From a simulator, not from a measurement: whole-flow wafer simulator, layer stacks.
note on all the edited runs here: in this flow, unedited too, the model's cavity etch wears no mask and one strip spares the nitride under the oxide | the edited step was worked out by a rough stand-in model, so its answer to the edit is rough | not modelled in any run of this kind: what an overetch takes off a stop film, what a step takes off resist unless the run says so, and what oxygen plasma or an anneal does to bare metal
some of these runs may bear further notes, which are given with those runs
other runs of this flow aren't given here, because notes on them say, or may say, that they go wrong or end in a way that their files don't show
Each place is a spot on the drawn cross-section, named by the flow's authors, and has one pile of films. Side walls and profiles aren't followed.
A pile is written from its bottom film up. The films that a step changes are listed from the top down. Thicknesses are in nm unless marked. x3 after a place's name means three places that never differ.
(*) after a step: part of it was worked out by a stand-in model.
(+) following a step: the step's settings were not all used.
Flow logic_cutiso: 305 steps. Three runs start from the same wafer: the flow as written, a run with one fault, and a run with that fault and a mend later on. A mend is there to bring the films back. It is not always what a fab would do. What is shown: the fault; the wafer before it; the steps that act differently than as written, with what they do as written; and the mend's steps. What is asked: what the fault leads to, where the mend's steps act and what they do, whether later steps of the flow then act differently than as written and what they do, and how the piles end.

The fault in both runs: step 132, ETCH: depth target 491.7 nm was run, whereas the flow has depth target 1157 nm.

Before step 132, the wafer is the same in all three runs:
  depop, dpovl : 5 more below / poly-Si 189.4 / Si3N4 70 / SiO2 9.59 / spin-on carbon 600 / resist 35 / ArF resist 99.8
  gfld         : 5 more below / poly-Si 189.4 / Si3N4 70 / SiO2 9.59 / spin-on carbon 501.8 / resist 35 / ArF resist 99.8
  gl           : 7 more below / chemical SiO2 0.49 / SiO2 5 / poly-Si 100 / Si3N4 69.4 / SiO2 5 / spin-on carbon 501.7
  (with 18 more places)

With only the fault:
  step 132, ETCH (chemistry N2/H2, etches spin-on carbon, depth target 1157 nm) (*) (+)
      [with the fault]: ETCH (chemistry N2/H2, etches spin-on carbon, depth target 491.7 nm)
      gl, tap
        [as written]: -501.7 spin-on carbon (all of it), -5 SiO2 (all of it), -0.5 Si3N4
        [with the fault]: -491.7 spin-on carbon
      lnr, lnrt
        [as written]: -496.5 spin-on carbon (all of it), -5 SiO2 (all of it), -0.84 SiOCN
        [with the fault]: -491.7 spin-on carbon
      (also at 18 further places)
  Steps later in the flow that act otherwise than as written (18 other steps are not shown; they differ only slightly, by no more than 2% or 0.5 nm, whichever is larger):
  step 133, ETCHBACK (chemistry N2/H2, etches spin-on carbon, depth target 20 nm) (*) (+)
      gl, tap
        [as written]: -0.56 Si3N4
        [with the fault]: -10 spin-on carbon (all of it), -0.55 SiO2
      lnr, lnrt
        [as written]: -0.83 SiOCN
        [with the fault]: -4.81 spin-on carbon (all of it), -0.84 SiO2
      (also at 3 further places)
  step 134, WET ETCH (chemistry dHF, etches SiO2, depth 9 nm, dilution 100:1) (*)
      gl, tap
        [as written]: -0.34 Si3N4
        [with the fault]: -4.45 SiO2 (all of it), -0.13 Si3N4
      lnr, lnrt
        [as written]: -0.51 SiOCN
        [with the fault]: -4.16 SiO2 (all of it), -0.43 SiOCN
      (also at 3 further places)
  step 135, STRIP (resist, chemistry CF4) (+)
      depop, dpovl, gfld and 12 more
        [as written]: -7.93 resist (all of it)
        [with the fault]: -18.2 resist (all of it)
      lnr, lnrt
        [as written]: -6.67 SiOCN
        [with the fault]: -15.3 SiOCN
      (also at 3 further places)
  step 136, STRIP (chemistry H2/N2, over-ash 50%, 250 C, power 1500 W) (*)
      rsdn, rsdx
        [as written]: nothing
        [with the fault]: -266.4 spin-on carbon (all of it)
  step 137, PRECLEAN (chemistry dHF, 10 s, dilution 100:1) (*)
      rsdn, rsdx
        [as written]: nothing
        [with the fault]: -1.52 SiO2
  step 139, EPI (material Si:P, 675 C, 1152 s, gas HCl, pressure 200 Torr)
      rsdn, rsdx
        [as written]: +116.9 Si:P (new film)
        [with the fault]: +112.9 Si:P (new film)
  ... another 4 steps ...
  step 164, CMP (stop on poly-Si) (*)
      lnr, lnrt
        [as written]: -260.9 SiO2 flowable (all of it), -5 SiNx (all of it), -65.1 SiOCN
        [with the fault]: -267.7 SiO2 flowable (all of it), -5 SiNx (all of it), -58.2 SiOCN
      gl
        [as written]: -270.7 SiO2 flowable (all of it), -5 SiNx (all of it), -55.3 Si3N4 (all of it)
        [with the fault]: -285.3 SiO2 flowable (all of it), -5 SiNx (all of it), -40.6 Si3N4 (all of it)
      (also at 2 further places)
  At rsdn, rsdx, the piles at the end differ from the flow's by more than 2% or 0.5 nm, whichever is larger.
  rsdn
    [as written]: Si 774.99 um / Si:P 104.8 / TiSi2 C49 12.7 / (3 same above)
    [with the fault]: Si 774.99 um / chemical SiO2 0.49 / SiO2 3.48 / Si:P 100.8 / TiSi2 C49 12.7 / (3 same above)
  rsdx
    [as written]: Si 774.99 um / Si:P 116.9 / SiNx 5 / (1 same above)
    [with the fault]: Si 774.99 um / chemical SiO2 0.49 / SiO2 3.48 / Si:P 112.9 / SiNx 5 / (1 same above)

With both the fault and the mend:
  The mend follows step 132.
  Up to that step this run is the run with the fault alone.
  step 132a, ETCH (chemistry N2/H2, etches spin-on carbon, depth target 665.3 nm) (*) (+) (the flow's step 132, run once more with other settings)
      depop, dpovl, gfld and 12 more
        -10.3 resist
      gl, tap
        -10 spin-on carbon (all of it), -5 SiO2 (all of it), -0.5 Si3N4
      lnr, lnrt
        -4.81 spin-on carbon (all of it), -5 SiO2 (all of it), -0.84 SiOCN
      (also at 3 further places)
  None of the later steps of the flow acts differently than as written at any place that is followed.
  By the end, the piles equal the flow's at every place that both follow.
